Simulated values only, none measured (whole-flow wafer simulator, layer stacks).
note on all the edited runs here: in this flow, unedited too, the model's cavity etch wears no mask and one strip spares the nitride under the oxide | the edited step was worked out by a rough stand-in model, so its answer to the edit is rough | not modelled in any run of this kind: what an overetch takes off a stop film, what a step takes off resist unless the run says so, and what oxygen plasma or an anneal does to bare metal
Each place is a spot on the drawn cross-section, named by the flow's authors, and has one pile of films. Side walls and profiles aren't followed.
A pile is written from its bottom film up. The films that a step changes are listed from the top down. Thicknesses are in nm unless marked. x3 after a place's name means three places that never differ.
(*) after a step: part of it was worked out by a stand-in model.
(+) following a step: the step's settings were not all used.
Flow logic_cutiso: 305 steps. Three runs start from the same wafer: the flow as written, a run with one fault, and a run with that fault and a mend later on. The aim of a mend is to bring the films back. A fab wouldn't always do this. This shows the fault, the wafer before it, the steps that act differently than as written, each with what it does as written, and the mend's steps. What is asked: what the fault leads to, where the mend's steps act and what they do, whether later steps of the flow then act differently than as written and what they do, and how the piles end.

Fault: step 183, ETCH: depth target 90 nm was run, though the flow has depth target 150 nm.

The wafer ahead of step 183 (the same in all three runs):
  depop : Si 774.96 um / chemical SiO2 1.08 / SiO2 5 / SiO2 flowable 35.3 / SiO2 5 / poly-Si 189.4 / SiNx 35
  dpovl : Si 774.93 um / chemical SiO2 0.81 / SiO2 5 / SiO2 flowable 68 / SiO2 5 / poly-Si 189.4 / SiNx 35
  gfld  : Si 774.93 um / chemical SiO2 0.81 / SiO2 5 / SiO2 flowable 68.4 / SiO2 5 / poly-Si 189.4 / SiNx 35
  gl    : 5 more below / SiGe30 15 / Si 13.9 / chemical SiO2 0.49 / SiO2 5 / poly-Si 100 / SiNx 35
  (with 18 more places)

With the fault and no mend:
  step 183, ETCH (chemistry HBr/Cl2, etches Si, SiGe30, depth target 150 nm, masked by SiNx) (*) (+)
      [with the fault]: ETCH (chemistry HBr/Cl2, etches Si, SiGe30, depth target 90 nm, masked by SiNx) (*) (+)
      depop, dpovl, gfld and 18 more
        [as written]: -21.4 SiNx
        [with the fault]: -12.9 SiNx
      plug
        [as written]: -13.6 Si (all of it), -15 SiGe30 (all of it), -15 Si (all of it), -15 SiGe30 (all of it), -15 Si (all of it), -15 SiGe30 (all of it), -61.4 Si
        [with the fault]: -13.6 Si (all of it), -15 SiGe30 (all of it), -15 Si (all of it), -15 SiGe30 (all of it), -15 Si (all of it), -15 SiGe30 (all of it), -1.43 Si
  Later steps of the flow acting differently than as written:
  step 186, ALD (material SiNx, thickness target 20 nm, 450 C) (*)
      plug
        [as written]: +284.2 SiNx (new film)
        [with the fault]: +232.8 SiNx (new film)
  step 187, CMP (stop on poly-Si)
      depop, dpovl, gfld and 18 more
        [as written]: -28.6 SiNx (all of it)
        [with the fault]: -37.1 SiNx (all of it)
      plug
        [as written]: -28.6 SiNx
        [with the fault]: -37.1 SiNx
  By the end, the piles at plug depart from the flow's by more than 2% or 0.5 nm, whichever is larger.
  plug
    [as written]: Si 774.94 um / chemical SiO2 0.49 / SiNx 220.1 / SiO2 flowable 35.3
    [with the fault]: Si 775 um / chemical SiO2 0.49 / SiNx 160.1 / SiO2 flowable 35.3

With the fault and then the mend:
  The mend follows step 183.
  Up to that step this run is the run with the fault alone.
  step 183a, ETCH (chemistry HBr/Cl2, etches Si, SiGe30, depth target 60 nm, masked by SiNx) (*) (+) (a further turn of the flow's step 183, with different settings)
      depop, dpovl, gfld and 18 more
        -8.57 SiNx
      plug
        -60 Si
  Every later step of the flow that is run acts as written at every place that is followed.
  At every place that both follow, the piles at the end match the flow's.
